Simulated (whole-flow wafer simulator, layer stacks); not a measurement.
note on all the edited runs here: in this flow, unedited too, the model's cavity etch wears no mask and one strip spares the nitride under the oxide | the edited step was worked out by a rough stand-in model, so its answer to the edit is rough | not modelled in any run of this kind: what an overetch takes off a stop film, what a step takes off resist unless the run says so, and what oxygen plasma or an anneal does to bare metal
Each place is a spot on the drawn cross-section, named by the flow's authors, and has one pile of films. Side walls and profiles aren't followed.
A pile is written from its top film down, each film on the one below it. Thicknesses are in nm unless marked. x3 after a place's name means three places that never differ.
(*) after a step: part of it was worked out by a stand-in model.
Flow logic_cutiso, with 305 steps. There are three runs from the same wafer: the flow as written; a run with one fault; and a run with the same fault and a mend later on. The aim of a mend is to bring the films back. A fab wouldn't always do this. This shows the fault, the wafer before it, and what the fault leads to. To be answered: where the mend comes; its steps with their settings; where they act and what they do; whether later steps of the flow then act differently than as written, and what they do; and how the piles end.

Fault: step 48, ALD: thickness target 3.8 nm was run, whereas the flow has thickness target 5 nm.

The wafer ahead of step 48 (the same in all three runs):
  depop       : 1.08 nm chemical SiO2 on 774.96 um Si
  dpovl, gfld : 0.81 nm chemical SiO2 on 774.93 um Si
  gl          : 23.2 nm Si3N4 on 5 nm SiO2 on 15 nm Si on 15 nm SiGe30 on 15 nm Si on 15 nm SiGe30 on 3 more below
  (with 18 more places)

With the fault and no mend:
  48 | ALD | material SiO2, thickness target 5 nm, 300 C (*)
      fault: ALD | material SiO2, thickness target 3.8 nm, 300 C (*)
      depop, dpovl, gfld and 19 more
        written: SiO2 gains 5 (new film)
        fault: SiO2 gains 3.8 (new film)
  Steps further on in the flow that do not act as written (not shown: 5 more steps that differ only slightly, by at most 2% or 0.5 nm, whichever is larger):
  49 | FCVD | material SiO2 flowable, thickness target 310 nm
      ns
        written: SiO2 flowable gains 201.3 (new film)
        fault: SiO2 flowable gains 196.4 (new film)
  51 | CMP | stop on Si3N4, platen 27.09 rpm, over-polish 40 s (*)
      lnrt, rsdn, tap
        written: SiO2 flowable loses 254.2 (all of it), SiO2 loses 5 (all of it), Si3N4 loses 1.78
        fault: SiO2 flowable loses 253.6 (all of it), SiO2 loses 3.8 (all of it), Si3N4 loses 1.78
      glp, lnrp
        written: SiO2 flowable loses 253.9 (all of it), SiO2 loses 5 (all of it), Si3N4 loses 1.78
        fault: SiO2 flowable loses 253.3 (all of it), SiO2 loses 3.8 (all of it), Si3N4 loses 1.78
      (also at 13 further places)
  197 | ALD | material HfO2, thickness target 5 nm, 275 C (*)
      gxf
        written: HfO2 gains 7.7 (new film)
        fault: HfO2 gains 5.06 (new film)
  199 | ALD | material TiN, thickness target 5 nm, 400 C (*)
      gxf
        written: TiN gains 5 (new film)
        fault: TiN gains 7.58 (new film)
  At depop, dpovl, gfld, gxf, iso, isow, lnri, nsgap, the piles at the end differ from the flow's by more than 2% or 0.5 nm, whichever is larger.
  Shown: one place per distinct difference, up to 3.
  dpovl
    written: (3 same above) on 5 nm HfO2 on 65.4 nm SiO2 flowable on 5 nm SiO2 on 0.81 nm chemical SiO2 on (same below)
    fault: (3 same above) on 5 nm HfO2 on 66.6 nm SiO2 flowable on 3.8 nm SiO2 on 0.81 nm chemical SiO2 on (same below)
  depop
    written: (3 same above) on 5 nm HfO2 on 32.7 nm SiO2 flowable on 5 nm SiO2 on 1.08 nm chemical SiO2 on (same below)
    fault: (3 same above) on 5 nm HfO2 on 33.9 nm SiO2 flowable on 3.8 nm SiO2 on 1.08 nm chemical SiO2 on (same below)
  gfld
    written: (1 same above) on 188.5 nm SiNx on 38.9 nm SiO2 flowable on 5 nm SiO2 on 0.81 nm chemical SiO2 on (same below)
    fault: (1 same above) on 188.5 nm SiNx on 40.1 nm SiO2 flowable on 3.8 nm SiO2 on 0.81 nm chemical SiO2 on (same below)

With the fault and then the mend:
  After step 48 comes the mend.
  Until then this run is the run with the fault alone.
  48a | ALD | material SiO2, thickness target 1.2 nm, 300 C (*) (the flow's step 48, run once more with other settings)
      depop, dpovl, gfld and 19 more
        SiO2 gains 1.2
  Every later step of the flow that is run acts as written at every place that is followed.
  By the end, the piles equal the flow's at every place that both follow.
